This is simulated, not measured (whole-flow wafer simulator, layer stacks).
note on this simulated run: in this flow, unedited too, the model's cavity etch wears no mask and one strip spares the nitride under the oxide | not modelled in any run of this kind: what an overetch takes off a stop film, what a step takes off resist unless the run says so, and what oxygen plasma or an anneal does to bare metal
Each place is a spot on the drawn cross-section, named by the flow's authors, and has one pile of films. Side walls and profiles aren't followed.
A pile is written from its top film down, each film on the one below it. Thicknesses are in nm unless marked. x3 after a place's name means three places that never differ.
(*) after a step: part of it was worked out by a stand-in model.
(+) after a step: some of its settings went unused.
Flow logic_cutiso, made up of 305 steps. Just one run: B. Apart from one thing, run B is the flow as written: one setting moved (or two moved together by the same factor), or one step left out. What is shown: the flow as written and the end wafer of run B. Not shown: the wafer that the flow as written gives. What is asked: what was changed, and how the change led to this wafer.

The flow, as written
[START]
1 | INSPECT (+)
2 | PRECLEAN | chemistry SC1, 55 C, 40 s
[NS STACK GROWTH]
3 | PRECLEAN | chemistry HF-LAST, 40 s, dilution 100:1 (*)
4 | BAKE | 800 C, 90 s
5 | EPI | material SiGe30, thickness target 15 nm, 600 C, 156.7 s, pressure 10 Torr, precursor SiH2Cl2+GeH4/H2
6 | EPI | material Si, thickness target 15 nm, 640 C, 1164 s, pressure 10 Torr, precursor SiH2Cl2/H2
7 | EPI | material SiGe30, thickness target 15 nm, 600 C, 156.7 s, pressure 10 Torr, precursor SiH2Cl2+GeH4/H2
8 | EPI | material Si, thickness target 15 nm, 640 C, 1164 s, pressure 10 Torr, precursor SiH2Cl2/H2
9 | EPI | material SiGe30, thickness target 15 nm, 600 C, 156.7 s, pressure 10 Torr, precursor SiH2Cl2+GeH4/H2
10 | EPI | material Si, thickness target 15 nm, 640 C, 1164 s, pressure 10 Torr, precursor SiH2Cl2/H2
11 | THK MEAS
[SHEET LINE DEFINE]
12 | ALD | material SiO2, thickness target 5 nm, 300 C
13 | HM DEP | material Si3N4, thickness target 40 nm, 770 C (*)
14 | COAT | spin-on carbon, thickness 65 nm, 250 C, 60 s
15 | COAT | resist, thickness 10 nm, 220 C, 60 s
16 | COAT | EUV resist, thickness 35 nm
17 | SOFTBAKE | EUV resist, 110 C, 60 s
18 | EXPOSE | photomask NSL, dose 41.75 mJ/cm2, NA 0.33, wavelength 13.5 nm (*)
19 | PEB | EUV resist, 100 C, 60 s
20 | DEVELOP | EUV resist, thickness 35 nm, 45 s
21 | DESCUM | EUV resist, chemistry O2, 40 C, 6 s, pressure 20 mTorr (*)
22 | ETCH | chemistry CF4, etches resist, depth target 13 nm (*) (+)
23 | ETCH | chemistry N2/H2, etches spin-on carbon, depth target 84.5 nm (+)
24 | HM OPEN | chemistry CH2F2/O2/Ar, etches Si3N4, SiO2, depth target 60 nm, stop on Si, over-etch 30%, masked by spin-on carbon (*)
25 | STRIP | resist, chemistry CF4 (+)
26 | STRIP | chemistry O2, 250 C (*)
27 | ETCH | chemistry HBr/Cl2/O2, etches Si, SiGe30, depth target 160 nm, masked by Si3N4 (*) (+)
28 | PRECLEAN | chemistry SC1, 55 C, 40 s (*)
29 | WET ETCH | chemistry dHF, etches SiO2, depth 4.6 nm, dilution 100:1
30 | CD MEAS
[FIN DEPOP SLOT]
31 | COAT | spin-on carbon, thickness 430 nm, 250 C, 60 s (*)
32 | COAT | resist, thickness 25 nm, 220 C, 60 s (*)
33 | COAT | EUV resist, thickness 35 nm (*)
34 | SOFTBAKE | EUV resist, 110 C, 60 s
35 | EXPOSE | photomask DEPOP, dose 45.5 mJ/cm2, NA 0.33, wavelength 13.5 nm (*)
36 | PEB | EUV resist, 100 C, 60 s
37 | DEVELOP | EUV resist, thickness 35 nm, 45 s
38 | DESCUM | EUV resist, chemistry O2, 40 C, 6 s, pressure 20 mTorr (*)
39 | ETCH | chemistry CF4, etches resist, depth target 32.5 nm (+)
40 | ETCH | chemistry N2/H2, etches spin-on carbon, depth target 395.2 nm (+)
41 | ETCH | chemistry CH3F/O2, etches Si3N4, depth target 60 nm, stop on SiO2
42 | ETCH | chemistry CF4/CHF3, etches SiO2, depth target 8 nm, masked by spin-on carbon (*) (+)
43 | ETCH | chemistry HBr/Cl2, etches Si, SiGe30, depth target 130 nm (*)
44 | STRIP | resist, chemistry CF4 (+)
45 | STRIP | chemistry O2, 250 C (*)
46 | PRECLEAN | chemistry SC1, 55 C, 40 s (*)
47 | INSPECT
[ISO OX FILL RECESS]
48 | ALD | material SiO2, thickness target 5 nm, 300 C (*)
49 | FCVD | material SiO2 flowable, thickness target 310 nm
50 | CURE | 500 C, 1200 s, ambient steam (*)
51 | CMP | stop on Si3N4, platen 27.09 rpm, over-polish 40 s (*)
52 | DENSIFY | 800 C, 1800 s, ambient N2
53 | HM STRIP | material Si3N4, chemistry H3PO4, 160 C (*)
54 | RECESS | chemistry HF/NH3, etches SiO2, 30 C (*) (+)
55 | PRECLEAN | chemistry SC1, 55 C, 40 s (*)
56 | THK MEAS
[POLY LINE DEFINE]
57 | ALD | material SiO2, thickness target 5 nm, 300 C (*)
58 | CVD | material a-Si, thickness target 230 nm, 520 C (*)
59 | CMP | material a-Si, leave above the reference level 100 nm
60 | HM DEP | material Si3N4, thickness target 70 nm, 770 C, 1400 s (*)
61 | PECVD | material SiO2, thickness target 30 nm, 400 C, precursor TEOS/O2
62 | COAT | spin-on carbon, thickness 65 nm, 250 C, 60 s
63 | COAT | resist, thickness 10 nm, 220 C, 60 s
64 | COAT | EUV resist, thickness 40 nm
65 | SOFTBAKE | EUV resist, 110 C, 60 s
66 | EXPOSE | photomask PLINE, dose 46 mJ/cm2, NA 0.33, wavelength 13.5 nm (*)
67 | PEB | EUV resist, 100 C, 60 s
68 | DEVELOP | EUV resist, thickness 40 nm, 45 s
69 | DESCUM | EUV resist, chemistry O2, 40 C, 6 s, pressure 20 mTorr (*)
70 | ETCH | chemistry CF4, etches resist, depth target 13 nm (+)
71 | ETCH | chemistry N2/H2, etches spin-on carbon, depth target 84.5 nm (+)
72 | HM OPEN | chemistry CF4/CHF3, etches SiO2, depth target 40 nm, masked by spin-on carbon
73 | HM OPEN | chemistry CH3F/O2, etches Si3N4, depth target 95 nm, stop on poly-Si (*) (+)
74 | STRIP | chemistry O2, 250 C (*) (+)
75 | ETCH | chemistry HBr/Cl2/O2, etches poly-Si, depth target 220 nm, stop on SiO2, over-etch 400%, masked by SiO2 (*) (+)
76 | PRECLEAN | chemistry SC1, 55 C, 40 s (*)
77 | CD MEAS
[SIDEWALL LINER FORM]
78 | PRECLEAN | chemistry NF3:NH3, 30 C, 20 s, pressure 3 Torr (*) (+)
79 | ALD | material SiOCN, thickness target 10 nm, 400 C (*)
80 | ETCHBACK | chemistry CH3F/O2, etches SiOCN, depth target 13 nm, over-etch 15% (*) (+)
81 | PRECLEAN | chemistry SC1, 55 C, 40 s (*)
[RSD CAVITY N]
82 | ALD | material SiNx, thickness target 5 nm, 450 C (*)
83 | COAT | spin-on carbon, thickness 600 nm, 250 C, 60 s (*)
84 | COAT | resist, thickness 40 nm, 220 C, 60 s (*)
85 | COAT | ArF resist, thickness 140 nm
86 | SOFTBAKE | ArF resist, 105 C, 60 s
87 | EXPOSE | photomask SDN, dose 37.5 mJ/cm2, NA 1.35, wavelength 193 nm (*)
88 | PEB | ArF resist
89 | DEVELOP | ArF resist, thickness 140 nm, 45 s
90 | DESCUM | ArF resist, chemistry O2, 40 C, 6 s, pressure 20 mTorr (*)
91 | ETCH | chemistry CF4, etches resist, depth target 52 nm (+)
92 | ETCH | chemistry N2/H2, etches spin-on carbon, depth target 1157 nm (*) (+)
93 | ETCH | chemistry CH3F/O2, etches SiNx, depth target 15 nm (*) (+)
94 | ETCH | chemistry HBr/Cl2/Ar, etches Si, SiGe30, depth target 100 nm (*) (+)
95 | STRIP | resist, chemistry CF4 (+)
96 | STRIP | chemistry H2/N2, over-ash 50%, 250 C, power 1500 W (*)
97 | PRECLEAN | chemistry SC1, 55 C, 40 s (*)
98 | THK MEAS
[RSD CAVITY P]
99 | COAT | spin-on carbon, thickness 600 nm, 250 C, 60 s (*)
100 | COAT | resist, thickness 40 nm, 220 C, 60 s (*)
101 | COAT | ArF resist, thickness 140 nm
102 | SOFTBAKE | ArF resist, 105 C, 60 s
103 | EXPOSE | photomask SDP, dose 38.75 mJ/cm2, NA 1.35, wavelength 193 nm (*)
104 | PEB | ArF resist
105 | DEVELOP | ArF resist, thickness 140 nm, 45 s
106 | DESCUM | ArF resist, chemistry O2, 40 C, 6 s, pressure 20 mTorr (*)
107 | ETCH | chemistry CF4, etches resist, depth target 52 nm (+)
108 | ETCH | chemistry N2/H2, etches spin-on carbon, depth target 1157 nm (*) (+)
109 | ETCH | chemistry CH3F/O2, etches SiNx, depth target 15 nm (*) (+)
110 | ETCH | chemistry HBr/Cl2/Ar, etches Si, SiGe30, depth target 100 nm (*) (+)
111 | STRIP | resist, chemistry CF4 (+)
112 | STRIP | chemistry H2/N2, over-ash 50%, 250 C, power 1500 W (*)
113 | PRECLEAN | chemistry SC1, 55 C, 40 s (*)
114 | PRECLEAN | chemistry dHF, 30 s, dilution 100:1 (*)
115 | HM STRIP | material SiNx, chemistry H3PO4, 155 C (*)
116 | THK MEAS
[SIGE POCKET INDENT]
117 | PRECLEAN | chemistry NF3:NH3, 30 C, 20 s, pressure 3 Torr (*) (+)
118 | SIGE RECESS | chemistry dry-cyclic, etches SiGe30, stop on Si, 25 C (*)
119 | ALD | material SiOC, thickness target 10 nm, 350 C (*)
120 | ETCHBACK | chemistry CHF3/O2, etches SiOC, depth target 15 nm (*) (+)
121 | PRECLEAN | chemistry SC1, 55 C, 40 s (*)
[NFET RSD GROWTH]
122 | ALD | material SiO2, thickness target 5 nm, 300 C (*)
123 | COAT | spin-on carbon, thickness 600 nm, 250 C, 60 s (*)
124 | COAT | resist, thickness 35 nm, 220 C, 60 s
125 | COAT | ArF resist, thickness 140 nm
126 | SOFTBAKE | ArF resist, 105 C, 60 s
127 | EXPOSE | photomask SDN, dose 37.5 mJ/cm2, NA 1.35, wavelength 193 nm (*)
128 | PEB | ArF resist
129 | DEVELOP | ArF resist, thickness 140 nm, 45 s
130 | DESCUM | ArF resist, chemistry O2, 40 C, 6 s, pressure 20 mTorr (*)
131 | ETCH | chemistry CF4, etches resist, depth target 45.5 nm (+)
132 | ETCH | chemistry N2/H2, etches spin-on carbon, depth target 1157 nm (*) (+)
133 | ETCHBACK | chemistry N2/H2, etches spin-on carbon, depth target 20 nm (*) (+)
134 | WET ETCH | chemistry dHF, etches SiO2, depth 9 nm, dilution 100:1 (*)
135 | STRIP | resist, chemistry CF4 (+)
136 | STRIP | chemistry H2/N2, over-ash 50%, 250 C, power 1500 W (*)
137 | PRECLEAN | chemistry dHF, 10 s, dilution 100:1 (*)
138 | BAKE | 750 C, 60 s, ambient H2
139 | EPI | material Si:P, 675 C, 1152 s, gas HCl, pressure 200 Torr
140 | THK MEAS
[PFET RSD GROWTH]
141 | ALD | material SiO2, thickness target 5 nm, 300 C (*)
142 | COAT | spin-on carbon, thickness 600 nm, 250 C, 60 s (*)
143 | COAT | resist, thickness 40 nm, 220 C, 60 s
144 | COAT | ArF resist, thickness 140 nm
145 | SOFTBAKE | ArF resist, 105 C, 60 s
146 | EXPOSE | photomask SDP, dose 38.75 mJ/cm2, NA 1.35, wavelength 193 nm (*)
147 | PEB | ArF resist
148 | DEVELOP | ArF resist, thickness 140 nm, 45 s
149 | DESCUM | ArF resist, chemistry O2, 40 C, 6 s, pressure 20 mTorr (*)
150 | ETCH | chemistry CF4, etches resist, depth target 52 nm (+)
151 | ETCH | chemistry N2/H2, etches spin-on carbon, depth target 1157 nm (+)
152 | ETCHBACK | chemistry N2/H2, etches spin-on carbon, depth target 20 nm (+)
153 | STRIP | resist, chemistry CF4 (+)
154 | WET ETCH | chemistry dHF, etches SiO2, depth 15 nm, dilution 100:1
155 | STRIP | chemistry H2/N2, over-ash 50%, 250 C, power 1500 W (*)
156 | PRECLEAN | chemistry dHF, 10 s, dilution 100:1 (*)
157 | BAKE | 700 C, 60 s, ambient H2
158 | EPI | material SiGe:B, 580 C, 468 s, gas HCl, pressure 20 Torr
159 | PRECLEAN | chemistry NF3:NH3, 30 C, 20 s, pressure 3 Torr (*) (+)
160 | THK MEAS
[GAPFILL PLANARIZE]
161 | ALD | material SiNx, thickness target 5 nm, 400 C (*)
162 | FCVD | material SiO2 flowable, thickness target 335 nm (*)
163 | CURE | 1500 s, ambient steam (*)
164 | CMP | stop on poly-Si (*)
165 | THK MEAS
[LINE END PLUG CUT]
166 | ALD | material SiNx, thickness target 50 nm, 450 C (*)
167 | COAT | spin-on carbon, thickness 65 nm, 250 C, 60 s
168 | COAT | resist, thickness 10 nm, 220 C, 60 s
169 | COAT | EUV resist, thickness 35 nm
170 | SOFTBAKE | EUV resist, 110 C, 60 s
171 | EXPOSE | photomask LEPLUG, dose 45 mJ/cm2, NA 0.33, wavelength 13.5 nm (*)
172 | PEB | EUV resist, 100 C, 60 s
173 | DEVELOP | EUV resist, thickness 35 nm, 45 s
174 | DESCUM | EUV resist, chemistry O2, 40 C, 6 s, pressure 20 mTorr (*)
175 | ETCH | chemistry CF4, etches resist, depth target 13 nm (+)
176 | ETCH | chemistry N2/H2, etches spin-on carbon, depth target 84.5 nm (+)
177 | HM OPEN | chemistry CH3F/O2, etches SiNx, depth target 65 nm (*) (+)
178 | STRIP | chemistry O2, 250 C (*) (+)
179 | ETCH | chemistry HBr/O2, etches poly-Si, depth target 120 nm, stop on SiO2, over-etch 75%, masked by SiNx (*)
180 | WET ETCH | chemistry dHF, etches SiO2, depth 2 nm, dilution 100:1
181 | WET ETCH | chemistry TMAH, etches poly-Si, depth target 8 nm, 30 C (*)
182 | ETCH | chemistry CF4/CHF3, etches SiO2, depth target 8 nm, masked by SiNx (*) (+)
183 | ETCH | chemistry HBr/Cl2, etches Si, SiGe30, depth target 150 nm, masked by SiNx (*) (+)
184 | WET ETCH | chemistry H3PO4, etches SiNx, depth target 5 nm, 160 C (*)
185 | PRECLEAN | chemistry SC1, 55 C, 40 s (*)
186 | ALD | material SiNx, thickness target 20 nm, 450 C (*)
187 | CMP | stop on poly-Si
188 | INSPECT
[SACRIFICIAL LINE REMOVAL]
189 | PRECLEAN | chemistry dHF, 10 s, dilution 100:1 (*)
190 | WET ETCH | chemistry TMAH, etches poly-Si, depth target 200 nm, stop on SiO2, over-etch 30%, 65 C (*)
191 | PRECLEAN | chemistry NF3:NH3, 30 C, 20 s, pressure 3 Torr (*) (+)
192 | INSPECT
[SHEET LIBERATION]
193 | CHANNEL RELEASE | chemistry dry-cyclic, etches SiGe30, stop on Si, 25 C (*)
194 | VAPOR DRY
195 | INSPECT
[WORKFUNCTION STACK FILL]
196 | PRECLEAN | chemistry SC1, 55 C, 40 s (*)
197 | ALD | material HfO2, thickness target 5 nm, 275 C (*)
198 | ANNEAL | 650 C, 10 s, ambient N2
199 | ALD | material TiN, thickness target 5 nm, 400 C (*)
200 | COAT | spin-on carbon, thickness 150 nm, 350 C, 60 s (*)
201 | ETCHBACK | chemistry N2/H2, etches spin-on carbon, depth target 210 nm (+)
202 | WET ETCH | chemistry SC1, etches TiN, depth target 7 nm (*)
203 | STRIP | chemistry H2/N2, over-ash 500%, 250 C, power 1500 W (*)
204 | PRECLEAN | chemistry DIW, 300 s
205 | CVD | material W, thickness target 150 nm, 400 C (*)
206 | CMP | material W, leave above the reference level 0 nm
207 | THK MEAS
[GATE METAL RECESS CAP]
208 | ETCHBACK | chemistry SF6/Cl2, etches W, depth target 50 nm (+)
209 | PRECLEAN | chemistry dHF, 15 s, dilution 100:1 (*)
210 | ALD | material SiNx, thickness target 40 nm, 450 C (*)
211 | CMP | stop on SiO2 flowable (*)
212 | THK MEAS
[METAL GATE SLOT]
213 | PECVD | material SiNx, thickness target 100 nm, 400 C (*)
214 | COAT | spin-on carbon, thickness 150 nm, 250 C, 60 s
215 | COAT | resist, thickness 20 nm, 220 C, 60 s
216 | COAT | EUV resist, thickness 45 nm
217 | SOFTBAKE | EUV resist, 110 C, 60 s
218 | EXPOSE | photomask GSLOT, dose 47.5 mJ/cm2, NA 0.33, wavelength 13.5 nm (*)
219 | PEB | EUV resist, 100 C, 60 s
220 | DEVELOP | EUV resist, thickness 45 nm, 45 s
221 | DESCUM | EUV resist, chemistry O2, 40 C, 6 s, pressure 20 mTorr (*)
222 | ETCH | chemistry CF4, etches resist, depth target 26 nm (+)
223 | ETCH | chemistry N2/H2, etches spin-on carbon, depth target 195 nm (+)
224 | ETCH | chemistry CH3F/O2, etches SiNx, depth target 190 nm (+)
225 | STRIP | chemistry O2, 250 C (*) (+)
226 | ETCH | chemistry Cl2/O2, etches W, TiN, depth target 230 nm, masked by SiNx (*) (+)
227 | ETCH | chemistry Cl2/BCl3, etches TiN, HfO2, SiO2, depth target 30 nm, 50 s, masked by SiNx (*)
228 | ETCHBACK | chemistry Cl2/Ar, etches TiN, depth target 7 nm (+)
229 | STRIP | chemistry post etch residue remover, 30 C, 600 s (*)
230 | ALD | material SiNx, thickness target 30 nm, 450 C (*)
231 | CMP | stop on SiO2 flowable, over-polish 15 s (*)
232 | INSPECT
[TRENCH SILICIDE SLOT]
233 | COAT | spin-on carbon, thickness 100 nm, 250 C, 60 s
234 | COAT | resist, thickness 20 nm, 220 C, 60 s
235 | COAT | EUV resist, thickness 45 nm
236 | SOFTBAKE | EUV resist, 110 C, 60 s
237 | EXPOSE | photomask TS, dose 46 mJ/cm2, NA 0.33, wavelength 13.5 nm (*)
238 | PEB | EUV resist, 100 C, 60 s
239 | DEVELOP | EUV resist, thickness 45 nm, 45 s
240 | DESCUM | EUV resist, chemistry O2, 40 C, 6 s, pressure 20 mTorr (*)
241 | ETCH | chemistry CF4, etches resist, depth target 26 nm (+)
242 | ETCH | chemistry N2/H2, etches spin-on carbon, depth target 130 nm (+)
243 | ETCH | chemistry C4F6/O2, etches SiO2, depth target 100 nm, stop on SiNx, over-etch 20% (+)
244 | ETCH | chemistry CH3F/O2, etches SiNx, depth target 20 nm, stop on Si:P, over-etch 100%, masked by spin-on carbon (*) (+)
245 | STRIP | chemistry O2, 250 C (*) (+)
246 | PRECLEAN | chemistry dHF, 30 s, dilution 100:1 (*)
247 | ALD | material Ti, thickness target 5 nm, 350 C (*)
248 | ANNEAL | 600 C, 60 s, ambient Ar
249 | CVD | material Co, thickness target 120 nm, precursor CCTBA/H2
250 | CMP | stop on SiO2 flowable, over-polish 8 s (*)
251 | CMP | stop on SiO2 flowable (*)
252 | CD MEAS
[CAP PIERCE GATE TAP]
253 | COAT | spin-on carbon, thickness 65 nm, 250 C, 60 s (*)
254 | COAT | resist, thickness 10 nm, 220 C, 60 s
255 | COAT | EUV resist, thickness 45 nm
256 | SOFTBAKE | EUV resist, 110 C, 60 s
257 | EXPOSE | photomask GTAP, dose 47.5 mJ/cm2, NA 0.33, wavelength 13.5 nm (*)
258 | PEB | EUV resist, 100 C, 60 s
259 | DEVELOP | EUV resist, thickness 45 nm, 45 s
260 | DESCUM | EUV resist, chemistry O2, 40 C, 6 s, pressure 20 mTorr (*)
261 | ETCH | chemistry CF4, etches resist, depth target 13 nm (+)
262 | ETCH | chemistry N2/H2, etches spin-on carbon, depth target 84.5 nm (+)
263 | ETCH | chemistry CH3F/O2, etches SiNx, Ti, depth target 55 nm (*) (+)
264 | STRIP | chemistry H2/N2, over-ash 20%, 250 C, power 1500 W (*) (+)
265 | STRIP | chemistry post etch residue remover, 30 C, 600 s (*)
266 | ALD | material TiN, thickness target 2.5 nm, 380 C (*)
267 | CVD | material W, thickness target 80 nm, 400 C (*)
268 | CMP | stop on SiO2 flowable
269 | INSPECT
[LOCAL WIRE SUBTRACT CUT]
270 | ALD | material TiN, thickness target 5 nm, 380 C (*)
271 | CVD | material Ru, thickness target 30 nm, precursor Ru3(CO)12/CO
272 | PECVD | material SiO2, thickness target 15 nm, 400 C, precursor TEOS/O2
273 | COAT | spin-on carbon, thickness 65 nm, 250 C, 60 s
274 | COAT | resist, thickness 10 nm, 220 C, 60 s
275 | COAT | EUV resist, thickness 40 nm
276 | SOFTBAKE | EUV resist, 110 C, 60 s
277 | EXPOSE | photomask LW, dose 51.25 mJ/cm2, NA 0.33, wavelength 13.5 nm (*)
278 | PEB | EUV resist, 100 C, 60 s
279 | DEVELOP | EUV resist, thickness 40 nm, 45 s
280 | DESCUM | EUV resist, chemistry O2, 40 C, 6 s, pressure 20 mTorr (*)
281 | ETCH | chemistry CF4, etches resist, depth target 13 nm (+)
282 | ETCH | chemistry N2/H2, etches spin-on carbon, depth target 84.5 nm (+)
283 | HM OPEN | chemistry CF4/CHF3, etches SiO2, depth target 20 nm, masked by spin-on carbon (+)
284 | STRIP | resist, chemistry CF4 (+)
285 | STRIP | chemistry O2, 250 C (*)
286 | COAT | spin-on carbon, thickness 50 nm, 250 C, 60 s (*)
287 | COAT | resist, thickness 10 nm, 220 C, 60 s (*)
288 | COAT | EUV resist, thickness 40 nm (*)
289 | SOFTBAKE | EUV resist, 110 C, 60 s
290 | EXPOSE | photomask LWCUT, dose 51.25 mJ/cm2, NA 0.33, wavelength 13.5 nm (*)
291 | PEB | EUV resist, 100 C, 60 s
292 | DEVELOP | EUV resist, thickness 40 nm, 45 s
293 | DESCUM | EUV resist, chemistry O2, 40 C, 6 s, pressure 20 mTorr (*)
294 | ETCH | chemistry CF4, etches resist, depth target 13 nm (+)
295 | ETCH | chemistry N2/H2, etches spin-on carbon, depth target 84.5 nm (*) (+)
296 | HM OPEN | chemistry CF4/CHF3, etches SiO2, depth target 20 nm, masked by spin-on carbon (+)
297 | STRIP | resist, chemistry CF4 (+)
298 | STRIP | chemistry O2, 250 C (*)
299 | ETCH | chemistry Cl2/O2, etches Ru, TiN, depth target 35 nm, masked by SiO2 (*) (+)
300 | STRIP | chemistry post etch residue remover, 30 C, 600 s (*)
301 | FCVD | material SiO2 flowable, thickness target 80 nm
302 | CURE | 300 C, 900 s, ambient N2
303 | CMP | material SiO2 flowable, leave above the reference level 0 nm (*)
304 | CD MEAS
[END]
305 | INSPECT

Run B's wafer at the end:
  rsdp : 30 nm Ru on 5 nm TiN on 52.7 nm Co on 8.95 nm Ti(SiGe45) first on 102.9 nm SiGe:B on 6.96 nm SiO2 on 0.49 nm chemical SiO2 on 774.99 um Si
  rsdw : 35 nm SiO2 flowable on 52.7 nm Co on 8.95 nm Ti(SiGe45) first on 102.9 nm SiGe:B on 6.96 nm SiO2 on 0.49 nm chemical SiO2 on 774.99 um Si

What caused this: step 151, ETCH: depth target 578.5 nm was run, while the flow as written has depth target 1157 nm.

The path from the change to this, step by step:
  151 | ETCH | chemistry N2/H2, etches spin-on carbon, depth target 1157 nm (+)
      rsdp, rsdw: spin-on carbon loses 578.5 (in the flow as written it would be: spin-on carbon loses 800.8 (all of it))
      depop, dpovl, gfld and 14 more: ArF resist loses 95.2 (all of it), resist loses 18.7 (in the flow as written it would be: ArF resist loses 95.2 (all of it), resist loses 26.7)
      (as well as at 3 more places)
  152 | ETCHBACK | chemistry N2/H2, etches spin-on carbon, depth target 20 nm (+)
      rsdp, rsdw: spin-on carbon loses 20 (in the flow as written it would be: SiO2 loses 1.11)
  153 | STRIP | resist, chemistry CF4 (+)
      rsdp: nothing (in the flow as written it would be: SiO2 loses 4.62)
      rsdw: nothing (in the flow as written it would be: SiO2 loses 5.11)
      (as well as at 20 more places)
  154 | WET ETCH | chemistry dHF, etches SiO2, depth 15 nm, dilution 100:1
      rsdp: nothing (in the flow as written it would be: SiO2 loses 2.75 (all of it), chemical SiO2 loses 0.49 (all of it))
      rsdw: nothing (in the flow as written it would be: SiO2 loses 2.25 (all of it), chemical SiO2 loses 0.49 (all of it))
  155 | STRIP | chemistry H2/N2, over-ash 50%, 250 C, power 1500 W (*)
      rsdp, rsdw: spin-on carbon loses 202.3 (all of it) (in the flow as written it would be: nothing)
  156 | PRECLEAN | chemistry dHF, 10 s, dilution 100:1 (*)
      rsdp, rsdw: SiO2 loses 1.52 (in the flow as written it would be: nothing)
  158 | EPI | material SiGe:B, 580 C, 468 s, gas HCl, pressure 20 Torr
      rsdp, rsdw: SiGe:B gains 109.4 (new film) (in the flow as written it would be: SiGe:B gains 116.8 (new film))
